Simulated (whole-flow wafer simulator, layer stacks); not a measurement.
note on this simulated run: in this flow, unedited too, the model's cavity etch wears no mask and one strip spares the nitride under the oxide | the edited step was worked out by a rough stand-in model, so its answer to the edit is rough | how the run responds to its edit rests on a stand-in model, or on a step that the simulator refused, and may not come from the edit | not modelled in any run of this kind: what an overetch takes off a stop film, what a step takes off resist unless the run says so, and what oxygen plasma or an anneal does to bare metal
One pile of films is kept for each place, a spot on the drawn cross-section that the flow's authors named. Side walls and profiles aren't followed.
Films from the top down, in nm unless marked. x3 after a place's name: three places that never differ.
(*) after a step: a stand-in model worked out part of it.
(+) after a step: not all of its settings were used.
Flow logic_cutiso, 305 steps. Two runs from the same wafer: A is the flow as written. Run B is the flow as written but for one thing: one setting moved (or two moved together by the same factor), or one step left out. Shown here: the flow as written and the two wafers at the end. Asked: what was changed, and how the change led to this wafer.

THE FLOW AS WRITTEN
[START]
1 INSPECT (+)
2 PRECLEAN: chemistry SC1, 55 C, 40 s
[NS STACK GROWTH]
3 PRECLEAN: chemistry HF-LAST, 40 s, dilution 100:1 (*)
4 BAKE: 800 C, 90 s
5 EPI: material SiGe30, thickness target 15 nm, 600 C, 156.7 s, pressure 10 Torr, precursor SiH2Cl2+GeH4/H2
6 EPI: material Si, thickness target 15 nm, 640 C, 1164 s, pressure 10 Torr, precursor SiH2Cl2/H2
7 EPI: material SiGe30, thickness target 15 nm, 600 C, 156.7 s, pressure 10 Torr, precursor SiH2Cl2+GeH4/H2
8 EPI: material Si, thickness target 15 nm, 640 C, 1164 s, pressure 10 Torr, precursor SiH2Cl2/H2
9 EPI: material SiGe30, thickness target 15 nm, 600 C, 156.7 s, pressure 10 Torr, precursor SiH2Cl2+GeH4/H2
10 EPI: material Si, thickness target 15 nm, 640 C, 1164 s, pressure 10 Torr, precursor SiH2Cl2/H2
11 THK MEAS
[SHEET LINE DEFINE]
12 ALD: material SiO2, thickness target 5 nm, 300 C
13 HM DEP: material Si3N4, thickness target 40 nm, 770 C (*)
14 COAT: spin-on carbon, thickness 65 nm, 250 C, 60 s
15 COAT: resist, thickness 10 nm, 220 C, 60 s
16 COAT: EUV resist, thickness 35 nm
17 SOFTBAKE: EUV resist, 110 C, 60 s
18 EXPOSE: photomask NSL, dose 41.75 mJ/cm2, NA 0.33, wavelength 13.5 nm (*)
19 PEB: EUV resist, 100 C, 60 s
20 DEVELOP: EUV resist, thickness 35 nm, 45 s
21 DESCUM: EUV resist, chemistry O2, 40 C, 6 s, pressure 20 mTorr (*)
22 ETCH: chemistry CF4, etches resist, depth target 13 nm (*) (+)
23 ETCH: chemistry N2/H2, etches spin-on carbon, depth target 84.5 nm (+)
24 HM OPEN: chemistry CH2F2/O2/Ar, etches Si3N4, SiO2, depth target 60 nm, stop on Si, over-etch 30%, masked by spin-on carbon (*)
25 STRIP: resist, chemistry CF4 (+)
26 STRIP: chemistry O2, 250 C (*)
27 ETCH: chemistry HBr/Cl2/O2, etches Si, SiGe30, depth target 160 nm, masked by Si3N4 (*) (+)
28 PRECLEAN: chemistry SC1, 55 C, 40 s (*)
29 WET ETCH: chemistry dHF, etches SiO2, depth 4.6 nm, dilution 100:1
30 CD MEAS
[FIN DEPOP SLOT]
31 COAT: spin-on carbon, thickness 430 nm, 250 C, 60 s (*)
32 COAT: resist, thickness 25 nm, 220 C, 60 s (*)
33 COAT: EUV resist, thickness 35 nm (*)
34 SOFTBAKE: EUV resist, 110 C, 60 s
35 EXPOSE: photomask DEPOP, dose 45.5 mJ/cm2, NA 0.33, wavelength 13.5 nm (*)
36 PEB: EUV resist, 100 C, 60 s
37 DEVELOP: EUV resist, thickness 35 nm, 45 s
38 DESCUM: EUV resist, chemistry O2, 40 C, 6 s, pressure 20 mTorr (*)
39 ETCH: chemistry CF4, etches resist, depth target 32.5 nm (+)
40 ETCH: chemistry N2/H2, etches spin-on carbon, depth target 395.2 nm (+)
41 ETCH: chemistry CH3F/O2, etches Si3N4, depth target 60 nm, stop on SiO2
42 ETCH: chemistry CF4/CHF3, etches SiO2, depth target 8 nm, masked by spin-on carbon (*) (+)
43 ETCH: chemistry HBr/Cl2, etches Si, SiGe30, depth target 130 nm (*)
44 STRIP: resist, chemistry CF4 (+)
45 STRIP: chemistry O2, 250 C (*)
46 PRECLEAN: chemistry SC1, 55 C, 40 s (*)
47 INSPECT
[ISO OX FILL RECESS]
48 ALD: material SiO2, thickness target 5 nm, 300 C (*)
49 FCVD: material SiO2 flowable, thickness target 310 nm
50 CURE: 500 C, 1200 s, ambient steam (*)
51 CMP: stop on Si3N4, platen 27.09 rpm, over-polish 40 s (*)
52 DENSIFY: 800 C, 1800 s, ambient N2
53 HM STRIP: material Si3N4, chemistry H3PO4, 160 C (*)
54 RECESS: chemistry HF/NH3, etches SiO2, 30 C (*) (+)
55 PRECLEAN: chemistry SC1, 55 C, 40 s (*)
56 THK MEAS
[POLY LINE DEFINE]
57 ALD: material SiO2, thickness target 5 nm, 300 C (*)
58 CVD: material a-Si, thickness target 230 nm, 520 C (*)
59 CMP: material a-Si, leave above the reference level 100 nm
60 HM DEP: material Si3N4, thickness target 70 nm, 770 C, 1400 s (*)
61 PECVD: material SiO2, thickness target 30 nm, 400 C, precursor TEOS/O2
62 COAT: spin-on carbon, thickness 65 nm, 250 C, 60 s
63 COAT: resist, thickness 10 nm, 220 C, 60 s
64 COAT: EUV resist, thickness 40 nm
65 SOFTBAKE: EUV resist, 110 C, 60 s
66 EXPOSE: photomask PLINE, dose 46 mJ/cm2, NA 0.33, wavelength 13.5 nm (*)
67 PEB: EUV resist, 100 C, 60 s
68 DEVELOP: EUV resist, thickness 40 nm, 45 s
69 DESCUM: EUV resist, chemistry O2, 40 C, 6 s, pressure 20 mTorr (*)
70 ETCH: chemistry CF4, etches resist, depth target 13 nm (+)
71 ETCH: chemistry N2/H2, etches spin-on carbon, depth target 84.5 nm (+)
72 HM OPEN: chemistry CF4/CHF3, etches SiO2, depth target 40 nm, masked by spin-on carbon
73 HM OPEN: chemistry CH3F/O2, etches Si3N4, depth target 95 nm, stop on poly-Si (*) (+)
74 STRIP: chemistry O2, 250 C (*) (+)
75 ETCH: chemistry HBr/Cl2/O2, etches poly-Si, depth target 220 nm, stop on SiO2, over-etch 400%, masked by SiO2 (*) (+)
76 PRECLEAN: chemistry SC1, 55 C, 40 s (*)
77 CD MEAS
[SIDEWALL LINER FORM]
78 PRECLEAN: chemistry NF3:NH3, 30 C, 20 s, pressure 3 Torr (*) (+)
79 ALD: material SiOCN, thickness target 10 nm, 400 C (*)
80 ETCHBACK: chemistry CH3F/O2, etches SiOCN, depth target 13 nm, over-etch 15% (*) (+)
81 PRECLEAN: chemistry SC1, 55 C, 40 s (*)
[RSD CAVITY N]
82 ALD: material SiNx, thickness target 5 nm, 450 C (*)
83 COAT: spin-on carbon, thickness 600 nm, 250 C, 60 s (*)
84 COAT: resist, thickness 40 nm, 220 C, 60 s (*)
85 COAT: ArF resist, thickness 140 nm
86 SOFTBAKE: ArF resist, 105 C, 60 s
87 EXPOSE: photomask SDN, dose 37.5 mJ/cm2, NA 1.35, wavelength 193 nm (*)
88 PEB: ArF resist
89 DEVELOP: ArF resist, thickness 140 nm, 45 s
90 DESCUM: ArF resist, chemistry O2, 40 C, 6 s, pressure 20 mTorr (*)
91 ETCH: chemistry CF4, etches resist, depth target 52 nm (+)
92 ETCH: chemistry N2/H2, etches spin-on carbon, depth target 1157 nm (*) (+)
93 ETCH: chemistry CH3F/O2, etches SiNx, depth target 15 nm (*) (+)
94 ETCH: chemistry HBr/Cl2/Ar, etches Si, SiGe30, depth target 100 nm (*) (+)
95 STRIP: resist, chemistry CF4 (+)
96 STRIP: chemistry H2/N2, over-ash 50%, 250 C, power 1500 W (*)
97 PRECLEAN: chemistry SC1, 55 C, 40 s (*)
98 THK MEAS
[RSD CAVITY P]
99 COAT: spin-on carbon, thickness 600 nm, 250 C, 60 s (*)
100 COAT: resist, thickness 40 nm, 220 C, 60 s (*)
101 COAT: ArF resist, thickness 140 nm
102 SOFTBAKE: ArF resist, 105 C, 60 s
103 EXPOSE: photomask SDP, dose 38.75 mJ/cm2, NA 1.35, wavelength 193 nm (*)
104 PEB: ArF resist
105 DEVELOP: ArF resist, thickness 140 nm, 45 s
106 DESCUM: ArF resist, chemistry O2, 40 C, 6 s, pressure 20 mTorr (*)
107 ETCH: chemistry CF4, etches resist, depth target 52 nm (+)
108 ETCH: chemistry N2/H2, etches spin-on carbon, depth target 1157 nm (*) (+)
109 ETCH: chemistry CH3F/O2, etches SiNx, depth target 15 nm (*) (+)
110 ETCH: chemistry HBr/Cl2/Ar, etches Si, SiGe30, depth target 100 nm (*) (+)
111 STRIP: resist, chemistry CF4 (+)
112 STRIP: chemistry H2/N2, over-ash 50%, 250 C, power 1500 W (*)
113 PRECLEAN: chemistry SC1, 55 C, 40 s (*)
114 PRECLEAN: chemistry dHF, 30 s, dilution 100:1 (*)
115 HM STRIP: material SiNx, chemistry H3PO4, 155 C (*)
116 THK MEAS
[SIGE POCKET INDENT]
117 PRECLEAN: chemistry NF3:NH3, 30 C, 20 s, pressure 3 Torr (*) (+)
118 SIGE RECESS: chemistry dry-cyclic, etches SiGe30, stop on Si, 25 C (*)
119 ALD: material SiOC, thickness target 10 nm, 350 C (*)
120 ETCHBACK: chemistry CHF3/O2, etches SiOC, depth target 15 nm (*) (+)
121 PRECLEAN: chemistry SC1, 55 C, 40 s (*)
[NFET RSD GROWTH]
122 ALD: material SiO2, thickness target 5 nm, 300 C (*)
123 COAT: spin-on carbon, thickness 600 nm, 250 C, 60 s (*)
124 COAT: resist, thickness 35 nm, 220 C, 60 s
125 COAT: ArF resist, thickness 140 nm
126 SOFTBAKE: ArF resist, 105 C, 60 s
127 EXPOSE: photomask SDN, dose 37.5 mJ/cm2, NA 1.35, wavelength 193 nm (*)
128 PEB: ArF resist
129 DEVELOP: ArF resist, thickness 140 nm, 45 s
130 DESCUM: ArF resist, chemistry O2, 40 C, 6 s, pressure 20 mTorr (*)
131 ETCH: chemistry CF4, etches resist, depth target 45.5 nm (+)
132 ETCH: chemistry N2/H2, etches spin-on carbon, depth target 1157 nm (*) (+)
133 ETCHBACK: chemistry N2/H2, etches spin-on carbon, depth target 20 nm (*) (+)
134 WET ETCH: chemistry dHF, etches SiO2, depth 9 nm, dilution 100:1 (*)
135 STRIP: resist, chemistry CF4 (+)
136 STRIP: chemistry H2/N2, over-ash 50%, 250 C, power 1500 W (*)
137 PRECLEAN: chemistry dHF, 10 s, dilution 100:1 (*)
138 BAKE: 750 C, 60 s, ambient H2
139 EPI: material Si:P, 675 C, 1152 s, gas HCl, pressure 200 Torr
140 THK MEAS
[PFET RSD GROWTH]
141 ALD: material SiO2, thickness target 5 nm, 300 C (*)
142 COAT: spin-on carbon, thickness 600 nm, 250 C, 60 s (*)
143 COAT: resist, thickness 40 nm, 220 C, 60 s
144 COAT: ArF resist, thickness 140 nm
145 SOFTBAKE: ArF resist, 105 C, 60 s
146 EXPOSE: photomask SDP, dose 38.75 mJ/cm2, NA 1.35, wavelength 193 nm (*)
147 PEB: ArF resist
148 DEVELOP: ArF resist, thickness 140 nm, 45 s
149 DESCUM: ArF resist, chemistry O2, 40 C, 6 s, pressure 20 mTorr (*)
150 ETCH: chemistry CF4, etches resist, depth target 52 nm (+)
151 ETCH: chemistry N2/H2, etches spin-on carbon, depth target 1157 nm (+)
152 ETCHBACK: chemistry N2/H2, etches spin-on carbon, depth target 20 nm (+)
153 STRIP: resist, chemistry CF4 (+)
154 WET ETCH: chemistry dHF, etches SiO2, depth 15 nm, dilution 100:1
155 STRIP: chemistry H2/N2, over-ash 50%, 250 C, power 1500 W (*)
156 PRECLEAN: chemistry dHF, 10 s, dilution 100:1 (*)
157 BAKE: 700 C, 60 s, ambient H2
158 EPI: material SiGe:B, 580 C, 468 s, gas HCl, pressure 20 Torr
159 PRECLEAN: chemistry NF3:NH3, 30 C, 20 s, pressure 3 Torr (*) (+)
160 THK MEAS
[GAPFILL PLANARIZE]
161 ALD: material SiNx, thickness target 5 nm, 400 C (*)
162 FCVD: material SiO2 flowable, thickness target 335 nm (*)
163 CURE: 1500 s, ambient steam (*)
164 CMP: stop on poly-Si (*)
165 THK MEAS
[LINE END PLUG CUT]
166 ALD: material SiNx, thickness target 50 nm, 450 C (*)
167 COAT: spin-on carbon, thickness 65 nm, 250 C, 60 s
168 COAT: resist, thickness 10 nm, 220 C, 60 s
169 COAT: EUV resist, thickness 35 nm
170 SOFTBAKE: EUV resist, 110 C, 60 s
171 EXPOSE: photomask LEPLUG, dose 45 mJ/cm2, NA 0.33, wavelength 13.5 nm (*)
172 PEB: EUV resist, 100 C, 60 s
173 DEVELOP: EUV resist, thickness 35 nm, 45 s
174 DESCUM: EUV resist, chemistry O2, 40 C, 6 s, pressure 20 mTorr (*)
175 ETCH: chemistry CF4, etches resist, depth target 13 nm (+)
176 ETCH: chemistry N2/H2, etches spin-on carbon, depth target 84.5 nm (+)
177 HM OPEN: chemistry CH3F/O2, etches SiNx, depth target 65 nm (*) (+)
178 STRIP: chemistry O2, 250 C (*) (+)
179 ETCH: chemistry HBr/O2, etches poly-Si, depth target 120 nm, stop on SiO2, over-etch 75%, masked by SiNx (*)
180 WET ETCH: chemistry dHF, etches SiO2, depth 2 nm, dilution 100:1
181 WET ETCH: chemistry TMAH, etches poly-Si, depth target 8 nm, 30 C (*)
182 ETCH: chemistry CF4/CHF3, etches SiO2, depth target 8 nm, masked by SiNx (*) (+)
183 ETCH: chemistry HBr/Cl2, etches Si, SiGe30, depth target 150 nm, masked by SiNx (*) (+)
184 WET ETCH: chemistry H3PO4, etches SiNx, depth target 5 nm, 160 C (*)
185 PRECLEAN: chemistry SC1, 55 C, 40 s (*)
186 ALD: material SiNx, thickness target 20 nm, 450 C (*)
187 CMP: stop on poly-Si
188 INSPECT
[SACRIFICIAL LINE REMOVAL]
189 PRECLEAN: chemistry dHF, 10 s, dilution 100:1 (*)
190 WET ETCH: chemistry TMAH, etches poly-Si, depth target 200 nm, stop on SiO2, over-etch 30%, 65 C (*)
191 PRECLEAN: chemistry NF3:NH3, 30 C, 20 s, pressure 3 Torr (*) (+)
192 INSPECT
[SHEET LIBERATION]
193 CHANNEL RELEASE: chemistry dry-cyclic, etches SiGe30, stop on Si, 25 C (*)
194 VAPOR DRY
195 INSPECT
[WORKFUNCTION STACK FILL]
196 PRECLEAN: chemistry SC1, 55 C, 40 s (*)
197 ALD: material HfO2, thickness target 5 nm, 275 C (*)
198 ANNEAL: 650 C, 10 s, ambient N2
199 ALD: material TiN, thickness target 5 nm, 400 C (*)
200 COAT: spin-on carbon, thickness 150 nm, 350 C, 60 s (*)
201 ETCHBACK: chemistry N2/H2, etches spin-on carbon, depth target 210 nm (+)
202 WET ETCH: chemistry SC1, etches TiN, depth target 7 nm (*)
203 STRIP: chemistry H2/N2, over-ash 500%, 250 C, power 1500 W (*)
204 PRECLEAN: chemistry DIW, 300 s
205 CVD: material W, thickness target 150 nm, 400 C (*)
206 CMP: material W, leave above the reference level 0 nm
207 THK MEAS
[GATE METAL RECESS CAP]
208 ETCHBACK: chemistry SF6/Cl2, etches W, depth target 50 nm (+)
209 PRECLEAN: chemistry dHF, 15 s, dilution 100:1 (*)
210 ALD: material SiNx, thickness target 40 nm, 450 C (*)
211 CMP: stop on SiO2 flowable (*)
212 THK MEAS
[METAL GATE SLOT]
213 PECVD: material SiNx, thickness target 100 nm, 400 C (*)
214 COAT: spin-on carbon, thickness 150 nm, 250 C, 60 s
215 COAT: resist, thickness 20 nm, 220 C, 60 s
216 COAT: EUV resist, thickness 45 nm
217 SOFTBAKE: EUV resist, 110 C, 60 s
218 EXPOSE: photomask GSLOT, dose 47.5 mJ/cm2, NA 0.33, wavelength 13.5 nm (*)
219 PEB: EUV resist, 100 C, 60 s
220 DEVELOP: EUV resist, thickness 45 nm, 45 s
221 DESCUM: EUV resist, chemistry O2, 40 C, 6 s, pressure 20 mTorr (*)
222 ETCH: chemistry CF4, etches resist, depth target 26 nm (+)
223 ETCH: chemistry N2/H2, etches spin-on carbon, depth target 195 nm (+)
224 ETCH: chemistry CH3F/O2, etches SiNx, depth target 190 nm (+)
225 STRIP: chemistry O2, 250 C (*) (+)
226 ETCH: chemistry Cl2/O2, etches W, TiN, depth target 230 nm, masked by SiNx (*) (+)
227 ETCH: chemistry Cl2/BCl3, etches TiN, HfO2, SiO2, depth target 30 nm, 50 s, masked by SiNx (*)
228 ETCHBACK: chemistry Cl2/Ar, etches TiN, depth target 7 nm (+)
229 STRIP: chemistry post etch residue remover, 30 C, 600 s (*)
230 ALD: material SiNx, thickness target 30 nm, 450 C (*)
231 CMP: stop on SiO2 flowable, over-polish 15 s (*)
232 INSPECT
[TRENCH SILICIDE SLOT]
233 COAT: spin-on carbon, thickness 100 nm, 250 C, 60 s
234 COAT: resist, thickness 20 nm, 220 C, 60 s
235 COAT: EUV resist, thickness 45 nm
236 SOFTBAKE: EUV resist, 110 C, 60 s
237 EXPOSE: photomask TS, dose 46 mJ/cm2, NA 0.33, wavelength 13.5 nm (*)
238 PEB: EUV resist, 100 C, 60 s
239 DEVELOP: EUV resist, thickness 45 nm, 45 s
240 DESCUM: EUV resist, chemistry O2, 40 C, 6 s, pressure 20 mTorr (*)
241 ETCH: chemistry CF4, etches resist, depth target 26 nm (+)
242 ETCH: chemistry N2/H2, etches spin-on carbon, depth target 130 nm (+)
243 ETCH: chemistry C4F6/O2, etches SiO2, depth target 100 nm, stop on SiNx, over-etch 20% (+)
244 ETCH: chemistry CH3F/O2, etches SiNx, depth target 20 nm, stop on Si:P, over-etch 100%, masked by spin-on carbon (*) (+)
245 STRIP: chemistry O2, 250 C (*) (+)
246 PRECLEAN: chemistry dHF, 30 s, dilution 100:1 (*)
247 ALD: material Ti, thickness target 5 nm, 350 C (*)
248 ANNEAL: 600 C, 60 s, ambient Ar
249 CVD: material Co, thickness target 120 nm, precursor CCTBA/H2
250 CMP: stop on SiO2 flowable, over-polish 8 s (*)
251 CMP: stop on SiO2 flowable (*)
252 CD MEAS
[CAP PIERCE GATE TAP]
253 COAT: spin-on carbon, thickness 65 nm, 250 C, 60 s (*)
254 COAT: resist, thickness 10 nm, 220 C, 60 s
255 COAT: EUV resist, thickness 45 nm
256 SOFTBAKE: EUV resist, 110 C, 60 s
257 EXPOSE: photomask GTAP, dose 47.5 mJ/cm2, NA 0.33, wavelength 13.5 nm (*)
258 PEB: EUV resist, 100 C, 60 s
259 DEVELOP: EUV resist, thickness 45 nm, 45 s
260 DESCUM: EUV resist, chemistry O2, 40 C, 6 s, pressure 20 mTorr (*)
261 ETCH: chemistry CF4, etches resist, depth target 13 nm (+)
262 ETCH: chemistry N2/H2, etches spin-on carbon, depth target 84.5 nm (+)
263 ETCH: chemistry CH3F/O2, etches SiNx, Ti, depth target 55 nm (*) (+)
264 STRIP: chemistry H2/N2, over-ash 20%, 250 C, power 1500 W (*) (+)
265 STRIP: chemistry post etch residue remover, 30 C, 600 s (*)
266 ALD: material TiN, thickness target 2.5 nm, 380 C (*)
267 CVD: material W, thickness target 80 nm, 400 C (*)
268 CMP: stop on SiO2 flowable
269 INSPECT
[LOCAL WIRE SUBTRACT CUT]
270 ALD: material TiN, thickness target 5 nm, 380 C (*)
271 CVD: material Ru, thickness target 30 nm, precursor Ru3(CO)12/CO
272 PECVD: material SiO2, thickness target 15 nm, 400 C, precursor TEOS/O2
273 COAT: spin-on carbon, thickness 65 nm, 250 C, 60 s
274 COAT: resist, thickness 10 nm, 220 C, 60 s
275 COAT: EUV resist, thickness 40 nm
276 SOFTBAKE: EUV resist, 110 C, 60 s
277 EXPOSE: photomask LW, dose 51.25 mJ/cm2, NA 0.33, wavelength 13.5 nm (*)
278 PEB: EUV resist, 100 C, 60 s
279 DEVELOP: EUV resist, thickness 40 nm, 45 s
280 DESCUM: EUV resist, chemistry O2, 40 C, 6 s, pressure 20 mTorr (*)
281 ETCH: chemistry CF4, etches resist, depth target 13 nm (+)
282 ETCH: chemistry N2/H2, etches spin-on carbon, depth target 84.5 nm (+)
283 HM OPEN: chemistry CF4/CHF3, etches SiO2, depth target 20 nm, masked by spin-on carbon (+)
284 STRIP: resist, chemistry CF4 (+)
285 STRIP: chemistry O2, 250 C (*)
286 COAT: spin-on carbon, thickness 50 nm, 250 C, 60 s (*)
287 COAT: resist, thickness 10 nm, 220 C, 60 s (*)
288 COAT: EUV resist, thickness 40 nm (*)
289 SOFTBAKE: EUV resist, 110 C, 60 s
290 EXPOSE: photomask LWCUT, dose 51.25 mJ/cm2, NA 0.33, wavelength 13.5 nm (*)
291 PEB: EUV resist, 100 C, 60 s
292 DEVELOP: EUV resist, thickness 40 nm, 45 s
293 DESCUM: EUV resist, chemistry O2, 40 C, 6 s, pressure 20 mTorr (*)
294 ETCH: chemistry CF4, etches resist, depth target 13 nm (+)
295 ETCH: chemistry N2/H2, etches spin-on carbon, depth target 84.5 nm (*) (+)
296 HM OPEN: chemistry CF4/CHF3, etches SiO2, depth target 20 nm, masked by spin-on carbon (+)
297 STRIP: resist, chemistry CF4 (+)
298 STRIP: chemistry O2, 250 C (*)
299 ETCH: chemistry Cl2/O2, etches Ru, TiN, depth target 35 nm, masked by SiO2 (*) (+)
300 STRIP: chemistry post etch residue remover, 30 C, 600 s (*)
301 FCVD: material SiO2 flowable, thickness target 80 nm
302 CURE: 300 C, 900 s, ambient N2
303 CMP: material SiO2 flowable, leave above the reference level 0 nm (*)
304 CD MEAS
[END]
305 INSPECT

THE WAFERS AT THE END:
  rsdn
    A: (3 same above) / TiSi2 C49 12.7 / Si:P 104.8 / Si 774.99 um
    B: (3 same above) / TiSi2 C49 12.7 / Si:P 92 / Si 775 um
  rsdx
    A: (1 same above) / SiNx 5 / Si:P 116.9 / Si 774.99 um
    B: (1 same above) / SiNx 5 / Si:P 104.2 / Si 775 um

The cause: step 94, ETCH: depth target 75 nm was run, where the flow has depth target 100 nm.

How the change led to this, step by step:
  94 ETCH: chemistry HBr/Cl2/Ar, etches Si, SiGe30, depth target 100 nm (*) (+)
      rsdn, rsdx: A chemical SiO2 -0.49 (all of it), Si -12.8 (all of it), SiGe30 -15 (all of it), Si -15 (all of it), SiGe30 -15 (all of it), Si -15 (all of it), SiGe30 -15 (all of it), Si -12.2 | B chemical SiO2 -0.49 (all of it), Si -12.8 (all of it), SiGe30 -15 (all of it), Si -15 (all of it), SiGe30 -15 (all of it), Si -15 (all of it), SiGe30 -2.17
  99 COAT: spin-on carbon, thickness 600 nm, 250 C, 60 s (*)
      rsdn, rsdx: A spin-on carbon +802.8 (new film) | B spin-on carbon +781.9 (new film)
  112 STRIP: chemistry H2/N2, over-ash 50%, 250 C, power 1500 W (*)
      rsdn, rsdx: A spin-on carbon -802.8 (all of it) | B spin-on carbon -781.9 (all of it)
  115 HM STRIP: material SiNx, chemistry H3PO4, 155 C (*)
      rsdn, rsdx: A chemical SiO2 +0.5 (new film), Si -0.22 | B chemical SiO2 +0.5 (new film), SiGe30 -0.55
  118 SIGE RECESS: chemistry dry-cyclic, etches SiGe30, stop on Si, 25 C (*)
      rsdn, rsdx: A nothing | B SiGe30 -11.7 (all of it)
  135 STRIP: resist, chemistry CF4 (+)
      gl: A Si3N4 -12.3 | B Si3N4 -12.9
      tap: A Si3N4 -12.2 | B Si3N4 -12.9
  139 EPI: material Si:P, 675 C, 1152 s, gas HCl, pressure 200 Torr
      rsdn, rsdx: A Si:P +116.9 (new film) | B Si:P +104.2 (new film)
